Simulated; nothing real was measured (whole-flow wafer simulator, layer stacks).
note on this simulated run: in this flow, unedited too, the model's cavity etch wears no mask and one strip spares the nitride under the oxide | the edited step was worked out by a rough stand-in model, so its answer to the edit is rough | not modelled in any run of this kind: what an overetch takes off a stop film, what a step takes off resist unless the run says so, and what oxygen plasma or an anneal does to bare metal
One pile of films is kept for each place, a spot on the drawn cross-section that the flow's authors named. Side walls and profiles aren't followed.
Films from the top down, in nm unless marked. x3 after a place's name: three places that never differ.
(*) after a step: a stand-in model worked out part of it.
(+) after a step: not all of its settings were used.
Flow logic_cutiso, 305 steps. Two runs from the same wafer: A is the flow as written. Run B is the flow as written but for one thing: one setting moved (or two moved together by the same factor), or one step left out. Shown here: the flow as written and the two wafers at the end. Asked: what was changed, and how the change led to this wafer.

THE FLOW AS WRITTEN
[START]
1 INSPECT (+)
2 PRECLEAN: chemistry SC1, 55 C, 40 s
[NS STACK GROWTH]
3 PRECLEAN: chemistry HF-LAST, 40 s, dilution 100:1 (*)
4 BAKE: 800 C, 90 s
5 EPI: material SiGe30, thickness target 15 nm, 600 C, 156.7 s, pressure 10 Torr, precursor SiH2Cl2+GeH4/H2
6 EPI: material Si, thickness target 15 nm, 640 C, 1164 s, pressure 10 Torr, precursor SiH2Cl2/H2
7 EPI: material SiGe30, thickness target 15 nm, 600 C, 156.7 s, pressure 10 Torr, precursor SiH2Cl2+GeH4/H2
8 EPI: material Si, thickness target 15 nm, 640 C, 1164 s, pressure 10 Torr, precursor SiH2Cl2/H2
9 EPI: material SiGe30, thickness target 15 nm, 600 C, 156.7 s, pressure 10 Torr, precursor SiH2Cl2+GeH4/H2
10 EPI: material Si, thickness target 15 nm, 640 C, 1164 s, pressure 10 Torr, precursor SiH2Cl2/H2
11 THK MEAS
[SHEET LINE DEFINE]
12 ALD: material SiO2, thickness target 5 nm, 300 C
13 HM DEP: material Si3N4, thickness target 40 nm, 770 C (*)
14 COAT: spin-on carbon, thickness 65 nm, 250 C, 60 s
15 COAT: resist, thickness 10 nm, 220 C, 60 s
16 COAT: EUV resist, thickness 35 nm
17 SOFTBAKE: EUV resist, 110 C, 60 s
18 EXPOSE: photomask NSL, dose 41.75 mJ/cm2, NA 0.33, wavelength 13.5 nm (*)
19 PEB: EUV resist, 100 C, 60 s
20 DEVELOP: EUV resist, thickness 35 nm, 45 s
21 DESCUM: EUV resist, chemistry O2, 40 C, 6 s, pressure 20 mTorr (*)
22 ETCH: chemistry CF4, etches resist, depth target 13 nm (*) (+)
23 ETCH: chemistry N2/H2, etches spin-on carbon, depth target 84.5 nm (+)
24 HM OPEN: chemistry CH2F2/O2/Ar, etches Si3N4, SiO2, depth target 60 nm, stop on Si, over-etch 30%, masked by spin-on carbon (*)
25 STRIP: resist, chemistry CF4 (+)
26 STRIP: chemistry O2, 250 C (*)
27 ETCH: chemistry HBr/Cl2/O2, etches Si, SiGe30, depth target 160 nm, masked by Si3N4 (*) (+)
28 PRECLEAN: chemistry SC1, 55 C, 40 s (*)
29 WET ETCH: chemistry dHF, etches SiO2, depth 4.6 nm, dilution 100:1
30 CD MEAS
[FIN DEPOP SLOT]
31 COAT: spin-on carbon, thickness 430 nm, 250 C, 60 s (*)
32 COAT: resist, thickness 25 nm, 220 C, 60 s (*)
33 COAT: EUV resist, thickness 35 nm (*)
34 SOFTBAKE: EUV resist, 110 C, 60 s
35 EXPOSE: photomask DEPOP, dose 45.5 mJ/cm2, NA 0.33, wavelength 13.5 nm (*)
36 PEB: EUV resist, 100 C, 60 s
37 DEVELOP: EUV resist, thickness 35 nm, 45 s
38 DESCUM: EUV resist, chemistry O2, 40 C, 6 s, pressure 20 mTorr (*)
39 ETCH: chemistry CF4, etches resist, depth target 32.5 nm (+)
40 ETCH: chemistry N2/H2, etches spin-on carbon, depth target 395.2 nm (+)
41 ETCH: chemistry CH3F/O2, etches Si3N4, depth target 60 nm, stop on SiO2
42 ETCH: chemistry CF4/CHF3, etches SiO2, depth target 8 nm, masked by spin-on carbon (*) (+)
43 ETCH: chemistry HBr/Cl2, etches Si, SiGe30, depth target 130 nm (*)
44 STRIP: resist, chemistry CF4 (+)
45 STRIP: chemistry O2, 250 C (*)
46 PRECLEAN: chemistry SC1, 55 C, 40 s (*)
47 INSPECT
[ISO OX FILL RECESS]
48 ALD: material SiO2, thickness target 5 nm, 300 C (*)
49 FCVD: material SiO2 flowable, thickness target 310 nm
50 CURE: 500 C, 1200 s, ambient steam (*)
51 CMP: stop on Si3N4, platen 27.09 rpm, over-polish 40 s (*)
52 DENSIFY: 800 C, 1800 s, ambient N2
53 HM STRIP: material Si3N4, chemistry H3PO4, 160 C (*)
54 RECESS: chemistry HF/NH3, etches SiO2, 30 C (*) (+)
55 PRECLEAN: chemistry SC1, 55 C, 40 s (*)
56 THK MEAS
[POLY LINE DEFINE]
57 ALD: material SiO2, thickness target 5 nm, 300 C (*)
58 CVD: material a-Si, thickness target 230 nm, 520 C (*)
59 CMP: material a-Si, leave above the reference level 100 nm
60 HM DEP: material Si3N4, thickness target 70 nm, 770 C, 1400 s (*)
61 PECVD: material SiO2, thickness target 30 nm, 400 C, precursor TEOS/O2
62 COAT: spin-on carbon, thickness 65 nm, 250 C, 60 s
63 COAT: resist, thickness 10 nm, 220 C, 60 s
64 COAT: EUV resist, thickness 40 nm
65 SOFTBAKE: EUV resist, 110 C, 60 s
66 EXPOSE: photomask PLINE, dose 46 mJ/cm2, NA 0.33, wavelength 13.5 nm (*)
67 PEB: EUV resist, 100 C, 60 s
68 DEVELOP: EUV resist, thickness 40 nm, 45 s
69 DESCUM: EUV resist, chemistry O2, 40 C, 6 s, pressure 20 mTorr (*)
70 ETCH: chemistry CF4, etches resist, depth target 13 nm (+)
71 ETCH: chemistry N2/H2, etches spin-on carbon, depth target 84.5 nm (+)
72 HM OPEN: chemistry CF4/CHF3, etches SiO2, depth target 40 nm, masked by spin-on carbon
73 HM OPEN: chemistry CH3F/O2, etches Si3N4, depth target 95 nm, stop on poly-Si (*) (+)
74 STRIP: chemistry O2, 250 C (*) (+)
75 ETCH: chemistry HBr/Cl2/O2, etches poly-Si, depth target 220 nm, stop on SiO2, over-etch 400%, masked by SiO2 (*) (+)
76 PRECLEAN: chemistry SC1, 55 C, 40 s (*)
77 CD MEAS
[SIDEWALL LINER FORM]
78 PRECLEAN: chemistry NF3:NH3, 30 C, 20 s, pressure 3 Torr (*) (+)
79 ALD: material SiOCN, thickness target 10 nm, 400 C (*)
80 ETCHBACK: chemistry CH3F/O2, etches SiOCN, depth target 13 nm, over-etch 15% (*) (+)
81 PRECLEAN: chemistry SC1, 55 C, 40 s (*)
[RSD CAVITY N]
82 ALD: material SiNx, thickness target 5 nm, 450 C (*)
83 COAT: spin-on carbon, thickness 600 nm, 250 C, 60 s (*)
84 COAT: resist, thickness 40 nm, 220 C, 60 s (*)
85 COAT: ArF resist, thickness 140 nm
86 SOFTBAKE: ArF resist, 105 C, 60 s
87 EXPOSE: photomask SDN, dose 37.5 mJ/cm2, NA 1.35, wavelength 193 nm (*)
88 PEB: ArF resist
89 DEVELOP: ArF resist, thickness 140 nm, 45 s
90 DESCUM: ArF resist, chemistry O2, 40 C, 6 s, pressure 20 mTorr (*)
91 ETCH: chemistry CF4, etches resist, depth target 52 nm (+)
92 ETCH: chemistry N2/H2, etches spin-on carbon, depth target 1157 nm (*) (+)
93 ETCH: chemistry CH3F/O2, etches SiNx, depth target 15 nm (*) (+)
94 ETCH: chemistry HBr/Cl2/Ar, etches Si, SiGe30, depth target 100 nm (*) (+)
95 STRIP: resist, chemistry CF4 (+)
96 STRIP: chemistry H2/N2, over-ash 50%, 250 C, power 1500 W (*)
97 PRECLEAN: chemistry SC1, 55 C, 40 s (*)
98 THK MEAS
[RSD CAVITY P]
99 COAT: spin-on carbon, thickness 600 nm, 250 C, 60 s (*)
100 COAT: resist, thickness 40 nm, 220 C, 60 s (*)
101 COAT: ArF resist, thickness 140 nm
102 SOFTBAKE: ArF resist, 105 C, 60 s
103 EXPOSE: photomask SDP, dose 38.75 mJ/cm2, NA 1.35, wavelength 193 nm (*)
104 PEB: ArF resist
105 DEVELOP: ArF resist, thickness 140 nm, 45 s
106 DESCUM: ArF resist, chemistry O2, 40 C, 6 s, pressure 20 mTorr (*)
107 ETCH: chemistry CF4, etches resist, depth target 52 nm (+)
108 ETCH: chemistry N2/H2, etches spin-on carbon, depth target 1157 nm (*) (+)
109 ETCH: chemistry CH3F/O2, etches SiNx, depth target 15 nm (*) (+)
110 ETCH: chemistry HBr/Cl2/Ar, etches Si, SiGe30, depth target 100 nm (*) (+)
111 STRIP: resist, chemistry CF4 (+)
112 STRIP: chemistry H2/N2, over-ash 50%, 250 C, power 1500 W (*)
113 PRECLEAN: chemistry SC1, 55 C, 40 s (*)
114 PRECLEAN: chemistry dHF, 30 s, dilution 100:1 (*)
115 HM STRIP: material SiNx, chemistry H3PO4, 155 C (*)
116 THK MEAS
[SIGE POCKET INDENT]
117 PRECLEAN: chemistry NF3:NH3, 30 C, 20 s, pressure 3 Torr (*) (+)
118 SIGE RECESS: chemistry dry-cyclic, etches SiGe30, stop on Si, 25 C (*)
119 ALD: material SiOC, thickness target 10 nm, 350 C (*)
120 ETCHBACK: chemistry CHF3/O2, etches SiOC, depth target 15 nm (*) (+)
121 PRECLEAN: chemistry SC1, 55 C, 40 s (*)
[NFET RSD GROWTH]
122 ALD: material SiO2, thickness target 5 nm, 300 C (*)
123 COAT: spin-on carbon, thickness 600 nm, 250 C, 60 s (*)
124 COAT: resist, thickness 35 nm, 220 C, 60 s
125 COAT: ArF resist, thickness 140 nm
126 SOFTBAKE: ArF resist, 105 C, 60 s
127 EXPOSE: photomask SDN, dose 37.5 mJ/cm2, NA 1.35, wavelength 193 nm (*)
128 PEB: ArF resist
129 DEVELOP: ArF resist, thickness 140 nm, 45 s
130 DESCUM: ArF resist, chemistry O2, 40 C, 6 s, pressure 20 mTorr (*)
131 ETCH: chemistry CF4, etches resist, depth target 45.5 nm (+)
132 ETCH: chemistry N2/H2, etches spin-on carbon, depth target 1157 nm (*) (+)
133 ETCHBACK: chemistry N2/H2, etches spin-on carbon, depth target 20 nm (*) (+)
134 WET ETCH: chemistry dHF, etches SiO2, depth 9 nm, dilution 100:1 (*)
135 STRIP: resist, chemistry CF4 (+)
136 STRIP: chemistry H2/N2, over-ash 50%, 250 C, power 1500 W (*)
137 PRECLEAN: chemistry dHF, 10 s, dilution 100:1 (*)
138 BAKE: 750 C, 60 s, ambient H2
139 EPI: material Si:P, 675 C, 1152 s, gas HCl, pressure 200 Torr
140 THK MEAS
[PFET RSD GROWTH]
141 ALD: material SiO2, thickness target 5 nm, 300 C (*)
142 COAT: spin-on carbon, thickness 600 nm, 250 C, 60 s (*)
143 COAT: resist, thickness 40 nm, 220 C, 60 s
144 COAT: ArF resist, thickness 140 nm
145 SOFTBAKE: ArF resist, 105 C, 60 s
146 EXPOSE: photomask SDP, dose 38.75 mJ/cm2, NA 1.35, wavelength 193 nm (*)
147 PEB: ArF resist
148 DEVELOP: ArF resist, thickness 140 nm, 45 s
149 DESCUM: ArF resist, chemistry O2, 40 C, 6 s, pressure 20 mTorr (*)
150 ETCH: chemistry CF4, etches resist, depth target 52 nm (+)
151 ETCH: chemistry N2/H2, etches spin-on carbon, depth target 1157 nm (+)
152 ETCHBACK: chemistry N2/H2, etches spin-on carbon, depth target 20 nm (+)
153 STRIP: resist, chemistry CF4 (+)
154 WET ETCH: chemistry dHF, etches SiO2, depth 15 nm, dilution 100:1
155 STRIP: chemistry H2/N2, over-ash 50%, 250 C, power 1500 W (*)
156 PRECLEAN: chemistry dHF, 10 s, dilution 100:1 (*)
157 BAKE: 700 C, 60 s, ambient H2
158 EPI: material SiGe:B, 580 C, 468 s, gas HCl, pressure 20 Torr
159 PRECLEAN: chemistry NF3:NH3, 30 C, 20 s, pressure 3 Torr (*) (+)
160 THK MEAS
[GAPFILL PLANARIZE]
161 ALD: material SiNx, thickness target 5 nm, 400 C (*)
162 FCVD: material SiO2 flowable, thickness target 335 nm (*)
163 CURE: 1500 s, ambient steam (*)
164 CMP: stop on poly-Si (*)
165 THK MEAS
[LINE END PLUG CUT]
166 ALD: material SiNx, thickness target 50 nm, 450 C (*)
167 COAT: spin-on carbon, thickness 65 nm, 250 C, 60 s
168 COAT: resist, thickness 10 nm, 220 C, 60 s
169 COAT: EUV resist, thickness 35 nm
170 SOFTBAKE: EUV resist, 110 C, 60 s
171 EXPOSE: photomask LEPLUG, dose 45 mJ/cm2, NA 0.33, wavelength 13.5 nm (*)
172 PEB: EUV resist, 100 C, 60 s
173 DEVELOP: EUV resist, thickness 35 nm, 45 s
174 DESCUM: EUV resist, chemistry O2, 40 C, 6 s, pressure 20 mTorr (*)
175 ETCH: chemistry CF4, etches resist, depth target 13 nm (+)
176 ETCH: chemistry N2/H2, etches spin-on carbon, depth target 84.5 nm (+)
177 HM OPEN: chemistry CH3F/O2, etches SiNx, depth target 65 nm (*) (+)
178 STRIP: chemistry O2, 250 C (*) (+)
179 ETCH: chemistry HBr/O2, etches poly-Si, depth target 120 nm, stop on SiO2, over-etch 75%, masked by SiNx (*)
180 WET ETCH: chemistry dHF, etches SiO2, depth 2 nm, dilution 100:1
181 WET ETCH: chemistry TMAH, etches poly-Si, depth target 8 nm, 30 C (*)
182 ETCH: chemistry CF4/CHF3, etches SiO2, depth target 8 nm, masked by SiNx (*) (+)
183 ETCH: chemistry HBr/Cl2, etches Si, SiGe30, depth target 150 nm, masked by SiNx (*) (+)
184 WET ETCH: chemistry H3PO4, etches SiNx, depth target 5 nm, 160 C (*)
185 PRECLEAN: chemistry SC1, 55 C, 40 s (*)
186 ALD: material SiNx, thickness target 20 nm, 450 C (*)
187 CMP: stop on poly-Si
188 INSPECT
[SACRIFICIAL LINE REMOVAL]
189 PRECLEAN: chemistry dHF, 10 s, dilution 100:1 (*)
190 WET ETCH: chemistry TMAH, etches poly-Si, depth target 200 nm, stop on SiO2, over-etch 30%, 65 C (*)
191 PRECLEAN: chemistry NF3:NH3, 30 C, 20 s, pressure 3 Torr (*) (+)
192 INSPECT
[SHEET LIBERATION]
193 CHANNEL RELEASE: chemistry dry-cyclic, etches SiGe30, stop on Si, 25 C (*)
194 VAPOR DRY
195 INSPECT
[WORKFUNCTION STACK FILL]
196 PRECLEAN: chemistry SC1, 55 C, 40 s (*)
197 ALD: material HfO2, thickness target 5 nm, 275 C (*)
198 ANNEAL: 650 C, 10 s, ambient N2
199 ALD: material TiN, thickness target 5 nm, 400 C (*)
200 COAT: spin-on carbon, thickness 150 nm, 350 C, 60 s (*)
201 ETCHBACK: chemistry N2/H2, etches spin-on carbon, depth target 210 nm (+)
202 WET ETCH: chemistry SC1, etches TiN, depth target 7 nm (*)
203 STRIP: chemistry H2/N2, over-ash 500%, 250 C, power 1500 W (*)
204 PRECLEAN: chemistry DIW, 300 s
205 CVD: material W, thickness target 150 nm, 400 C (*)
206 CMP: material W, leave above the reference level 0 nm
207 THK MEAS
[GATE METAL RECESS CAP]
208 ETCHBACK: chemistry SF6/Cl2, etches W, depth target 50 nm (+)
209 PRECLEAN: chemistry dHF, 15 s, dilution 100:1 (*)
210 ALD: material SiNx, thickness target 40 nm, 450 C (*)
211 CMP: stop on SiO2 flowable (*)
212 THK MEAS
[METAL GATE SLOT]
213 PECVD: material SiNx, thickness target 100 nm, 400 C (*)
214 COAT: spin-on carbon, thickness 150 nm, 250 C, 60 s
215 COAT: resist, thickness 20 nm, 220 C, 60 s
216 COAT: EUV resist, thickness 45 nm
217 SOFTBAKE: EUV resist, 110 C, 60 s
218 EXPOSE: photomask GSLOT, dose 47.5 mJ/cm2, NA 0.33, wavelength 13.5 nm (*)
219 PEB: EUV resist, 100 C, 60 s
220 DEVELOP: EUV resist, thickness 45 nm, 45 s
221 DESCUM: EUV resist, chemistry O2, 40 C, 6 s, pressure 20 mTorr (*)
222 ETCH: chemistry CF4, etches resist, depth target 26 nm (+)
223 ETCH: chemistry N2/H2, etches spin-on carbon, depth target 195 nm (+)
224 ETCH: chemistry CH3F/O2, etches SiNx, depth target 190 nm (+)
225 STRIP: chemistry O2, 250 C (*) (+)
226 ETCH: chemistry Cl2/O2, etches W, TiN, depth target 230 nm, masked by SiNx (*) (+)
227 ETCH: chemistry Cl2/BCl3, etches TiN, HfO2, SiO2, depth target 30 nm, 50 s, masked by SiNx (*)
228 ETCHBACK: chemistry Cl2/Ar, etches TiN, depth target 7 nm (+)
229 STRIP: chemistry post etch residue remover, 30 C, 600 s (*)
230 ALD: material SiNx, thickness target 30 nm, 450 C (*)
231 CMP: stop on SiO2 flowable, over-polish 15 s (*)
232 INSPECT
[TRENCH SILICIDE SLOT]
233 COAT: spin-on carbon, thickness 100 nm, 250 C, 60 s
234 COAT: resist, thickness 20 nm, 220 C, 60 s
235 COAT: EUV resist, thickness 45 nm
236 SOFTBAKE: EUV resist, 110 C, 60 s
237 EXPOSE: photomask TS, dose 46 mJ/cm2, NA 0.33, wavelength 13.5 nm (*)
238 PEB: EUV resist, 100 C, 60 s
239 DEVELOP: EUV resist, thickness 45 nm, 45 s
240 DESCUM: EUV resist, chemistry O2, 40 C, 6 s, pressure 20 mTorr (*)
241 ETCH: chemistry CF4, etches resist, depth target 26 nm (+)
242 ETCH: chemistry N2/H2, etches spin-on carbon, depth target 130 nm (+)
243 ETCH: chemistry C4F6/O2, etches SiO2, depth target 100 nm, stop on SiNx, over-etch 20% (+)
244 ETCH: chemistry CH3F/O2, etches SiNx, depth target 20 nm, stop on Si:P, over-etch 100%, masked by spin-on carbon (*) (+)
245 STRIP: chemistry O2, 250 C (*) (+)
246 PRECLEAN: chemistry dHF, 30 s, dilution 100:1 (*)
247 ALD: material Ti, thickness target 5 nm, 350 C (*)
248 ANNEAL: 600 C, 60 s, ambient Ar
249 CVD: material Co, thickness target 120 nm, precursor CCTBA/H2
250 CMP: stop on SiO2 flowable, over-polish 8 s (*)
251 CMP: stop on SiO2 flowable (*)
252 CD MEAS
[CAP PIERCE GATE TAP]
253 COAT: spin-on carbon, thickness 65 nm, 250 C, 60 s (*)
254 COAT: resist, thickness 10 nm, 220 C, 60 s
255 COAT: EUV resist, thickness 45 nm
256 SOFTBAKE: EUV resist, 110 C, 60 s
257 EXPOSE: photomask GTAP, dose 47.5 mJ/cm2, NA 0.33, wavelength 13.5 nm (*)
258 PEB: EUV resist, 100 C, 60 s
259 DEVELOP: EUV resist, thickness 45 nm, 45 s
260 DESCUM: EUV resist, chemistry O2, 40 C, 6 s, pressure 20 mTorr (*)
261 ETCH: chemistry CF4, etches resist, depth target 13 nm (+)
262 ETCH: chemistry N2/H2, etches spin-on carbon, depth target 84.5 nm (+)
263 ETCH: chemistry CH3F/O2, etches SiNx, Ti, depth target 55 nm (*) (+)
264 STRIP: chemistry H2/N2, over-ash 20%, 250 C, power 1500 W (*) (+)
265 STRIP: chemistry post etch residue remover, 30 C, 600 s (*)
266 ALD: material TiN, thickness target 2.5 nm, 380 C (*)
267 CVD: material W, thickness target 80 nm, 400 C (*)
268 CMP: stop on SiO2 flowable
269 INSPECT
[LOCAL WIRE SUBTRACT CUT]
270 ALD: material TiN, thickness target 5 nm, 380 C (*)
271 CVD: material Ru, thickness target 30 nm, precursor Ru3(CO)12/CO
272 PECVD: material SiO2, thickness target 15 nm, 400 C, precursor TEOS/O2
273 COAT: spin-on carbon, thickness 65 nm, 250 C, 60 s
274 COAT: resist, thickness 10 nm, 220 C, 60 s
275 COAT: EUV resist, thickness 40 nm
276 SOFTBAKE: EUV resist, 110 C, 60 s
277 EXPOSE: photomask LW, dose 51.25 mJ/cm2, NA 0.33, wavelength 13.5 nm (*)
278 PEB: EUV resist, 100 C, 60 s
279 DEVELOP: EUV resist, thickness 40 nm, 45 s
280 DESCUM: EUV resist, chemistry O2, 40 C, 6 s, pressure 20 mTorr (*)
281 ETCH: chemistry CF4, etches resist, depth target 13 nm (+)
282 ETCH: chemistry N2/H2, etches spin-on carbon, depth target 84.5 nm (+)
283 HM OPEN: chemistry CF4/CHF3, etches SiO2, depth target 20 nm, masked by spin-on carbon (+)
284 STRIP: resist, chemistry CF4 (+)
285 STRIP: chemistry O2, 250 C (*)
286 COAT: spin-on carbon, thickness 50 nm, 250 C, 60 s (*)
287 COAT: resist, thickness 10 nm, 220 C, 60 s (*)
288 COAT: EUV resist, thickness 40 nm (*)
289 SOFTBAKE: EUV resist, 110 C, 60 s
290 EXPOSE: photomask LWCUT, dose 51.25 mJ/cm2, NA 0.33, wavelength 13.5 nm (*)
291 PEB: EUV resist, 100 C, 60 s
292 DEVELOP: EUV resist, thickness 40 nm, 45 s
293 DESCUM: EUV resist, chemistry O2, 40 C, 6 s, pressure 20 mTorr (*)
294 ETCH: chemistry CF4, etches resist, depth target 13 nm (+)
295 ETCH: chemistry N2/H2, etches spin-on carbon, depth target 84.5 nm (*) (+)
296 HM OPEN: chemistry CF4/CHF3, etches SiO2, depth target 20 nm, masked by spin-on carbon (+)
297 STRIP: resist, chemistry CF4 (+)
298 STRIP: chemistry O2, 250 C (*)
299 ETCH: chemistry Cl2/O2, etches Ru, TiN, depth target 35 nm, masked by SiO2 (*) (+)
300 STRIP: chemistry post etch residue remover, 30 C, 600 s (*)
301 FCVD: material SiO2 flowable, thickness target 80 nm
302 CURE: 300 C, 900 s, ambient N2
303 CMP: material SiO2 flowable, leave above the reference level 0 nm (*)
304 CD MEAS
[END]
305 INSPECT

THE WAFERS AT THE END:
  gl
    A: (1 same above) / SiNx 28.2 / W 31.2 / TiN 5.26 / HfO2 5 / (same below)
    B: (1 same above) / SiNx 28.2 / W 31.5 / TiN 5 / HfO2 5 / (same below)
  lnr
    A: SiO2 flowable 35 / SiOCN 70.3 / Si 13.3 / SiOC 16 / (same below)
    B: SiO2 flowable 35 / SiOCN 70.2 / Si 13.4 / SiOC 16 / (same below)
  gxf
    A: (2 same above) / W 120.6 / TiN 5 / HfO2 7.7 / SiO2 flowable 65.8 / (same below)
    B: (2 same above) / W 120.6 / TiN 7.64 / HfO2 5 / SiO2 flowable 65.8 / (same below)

The cause: step 75, ETCH: depth target 132 nm was run, where the flow has depth target 220 nm.

How the change led to this, step by step:
  75 ETCH: chemistry HBr/Cl2/O2, etches poly-Si, depth target 220 nm, stop on SiO2, over-etch 400%, masked by SiO2 (*) (+)
      lnr, lnrp, lnrt, rsdn, rsdp, rsdw, rsdx: A chemical SiO2 -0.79 (all of it), poly-Si -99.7 (all of it), SiO2 -5 (all of it) | B chemical SiO2 -0.79 (all of it), poly-Si -99.7 (all of it), SiO2 -2.8
      depop, dpovl, gfld and 10 more: A SiO2 -9.58 | B SiO2 -8.15
      (and at 2 more places)
  78 PRECLEAN: chemistry NF3:NH3, 30 C, 20 s, pressure 3 Torr (*) (+)
      lnr, lnrp, lnrt, rsdn, rsdp, rsdw, rsdx: A chemical SiO2 -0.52 (all of it) | B SiO2 -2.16 (all of it), chemical SiO2 -0.49 (all of it)
      iso, lnri: A SiO2 -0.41 (all of it), SiO2 flowable -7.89 | B SiO2 -2.6 (all of it), SiO2 flowable -5.35
  120 ETCHBACK: chemistry CHF3/O2, etches SiOC, depth target 15 nm (*) (+)
      gl, tap: A SiOC -10 (all of it), SiO2 -4.21 (all of it), Si3N4 -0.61 | B SiOC -10 (all of it), SiO2 -5
      glp: A SiOC -10 (all of it), SiO2 -4.25 (all of it), Si3N4 -0.58 | B SiOC -10 (all of it), SiO2 -5
      (and at 2 more places)
  122 ALD: material SiO2, thickness target 5 nm, 300 C (*)
      gl, glp, tap: A SiO2 +5 (new film) | B SiO2 +5
      gxn: A SiO2 +6.76 (new film) | B SiO2 +6.95
      (and at 1 more place)
  132 ETCH: chemistry N2/H2, etches spin-on carbon, depth target 1157 nm (*) (+)
      gl, tap: A spin-on carbon -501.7 (all of it), SiO2 -5 (all of it), Si3N4 -0.5 | B spin-on carbon -501.8 (all of it), SiO2 -5.6 (all of it), Si3N4 -0.22
  133 ETCHBACK: chemistry N2/H2, etches spin-on carbon, depth target 20 nm (*) (+)
      gxn: A SiO2 -0.7 (all of it), Si3N4 -0.21 | B SiO2 -1.11
  134 WET ETCH: chemistry dHF, etches SiO2, depth 9 nm, dilution 100:1 (*)
      gxn: A Si3N4 -0.34 | B SiO2 -1.35 (all of it), Si3N4 -0.22
  141 ALD: material SiO2, thickness target 5 nm, 300 C (*)
      gxn: A SiO2 +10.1 (new film) | B SiO2 +11.2 (new film)
  153 STRIP: resist, chemistry CF4 (+)
      glp: A SiO2 -1.36 (all of it) | B SiO2 -1.97 (all of it)
      gxp: A SiO2 -3.06 (all of it) | B SiO2 -4.82 (all of it)
  161 ALD: material SiNx, thickness target 5 nm, 400 C (*)
      gxp: A SiNx +5 (new film) | B SiNx +5.65 (new film)
  164 CMP: stop on poly-Si (*)
      depop, dpovl, isow, ns, nsgap: A SiO2 flowable -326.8 (all of it), SiNx -5 (all of it), SiO2 -4.13 (all of it), Si3N4 -70 (all of it) | B SiO2 flowable -326.8 (all of it), SiNx -5 (all of it), SiO2 -5.55 (all of it), Si3N4 -70 (all of it)
      gfld, gxf: A SiO2 flowable -251.9 (all of it), SiNx -5 (all of it), SiO2 -4.13 (all of it), Si3N4 -70 (all of it) | B SiO2 flowable -251.7 (all of it), SiNx -5 (all of it), SiO2 -5.55 (all of it), Si3N4 -70 (all of it)
      (and at 5 more places)
  197 ALD: material HfO2, thickness target 5 nm, 275 C (*)
      gxf: A HfO2 +7.7 (new film) | B HfO2 +5 (new film)
  199 ALD: material TiN, thickness target 5 nm, 400 C (*)
      gfld: A TiN +7.64 (new film) | B TiN +5.6 (new film)
      gxf: A TiN +5 (new film) | B TiN +7.64 (new film)
  226 ETCH: chemistry Cl2/O2, etches W, TiN, depth target 230 nm, masked by SiNx (*) (+)
      gfld: A W -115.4 (all of it), TiN -7.64 (all of it), HfO2 -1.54 | B W -117.5 (all of it), TiN -5.6 (all of it), HfO2 -1.54
